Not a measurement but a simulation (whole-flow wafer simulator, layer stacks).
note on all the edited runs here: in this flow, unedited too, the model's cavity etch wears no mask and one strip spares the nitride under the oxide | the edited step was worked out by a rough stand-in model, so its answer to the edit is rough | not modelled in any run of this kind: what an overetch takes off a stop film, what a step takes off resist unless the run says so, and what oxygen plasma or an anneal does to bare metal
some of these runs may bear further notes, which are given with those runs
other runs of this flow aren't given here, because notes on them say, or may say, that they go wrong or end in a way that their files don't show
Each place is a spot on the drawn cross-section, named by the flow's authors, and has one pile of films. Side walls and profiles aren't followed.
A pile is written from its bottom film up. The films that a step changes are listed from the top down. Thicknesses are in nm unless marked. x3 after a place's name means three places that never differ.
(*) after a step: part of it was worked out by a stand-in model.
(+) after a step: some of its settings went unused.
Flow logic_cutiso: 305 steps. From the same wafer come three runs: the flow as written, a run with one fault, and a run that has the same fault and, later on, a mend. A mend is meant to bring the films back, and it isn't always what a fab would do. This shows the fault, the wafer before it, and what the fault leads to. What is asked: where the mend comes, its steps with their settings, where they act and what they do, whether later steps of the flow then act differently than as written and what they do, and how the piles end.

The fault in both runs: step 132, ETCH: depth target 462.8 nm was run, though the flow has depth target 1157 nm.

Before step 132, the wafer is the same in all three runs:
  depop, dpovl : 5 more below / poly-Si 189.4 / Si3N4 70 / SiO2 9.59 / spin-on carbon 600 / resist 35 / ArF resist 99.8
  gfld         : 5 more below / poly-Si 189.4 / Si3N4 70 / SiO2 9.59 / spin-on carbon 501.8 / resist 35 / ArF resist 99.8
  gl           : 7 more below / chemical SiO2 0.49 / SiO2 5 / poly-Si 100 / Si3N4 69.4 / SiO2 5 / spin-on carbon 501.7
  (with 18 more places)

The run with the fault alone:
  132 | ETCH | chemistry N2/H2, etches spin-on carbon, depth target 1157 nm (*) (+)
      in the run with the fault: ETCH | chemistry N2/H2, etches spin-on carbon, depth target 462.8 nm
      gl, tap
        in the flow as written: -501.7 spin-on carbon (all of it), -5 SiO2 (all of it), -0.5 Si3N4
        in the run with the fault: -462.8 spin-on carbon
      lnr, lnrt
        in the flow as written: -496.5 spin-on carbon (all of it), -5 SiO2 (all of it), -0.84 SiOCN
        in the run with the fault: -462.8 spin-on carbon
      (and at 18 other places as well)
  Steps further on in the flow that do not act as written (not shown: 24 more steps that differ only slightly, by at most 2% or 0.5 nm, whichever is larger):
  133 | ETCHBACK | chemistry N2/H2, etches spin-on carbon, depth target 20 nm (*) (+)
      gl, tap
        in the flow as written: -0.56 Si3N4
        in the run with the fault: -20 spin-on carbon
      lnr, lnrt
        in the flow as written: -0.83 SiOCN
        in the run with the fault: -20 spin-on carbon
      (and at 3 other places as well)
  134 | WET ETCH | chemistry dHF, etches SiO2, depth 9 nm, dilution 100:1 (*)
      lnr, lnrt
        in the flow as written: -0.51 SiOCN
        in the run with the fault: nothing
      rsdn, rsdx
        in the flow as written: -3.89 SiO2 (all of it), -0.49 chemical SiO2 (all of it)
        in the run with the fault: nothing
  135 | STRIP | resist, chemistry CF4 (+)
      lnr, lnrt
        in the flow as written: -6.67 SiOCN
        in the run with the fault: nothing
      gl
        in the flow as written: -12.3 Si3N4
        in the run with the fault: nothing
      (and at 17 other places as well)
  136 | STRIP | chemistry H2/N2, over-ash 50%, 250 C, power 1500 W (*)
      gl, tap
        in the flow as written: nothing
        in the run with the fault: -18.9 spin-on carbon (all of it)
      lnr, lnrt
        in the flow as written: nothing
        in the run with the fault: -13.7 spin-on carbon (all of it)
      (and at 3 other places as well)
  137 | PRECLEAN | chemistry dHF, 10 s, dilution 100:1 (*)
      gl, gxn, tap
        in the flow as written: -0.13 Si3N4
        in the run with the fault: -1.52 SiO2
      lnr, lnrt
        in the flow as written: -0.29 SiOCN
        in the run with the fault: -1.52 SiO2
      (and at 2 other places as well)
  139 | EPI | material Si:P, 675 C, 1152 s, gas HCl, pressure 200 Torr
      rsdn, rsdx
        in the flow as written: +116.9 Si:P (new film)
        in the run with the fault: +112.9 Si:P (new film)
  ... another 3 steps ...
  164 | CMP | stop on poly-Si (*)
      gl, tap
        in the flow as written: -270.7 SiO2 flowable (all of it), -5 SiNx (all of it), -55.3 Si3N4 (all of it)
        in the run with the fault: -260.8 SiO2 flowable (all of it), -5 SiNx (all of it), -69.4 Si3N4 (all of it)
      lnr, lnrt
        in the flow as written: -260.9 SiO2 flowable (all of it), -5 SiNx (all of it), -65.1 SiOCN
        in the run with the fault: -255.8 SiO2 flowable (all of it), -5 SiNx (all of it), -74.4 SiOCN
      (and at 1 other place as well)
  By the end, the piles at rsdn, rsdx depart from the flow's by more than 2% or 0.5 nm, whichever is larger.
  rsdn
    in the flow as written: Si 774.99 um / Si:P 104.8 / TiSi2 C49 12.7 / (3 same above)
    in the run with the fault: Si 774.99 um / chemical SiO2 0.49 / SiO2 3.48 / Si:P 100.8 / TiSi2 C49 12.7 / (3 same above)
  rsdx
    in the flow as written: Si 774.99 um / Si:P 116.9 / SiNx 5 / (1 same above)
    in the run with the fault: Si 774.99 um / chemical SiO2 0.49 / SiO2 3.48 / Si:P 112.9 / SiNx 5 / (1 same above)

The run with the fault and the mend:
  After step 132 comes the mend.
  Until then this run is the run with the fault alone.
  132a | ETCH | chemistry N2/H2, etches spin-on carbon, depth target 694.2 nm (*) (+) (the flow's step 132, run once more with other settings)
      depop, dpovl, gfld and 12 more
        -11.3 resist
      gl, tap
        -38.9 spin-on carbon (all of it), -5 SiO2 (all of it), -0.5 Si3N4
      lnr, lnrt
        -33.7 spin-on carbon (all of it), -5 SiO2 (all of it), -0.84 SiOCN
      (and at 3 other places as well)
  Every later step of the flow that is run acts as written at every place that is followed.
  The piles end the same as the flow's at every place that both follow.
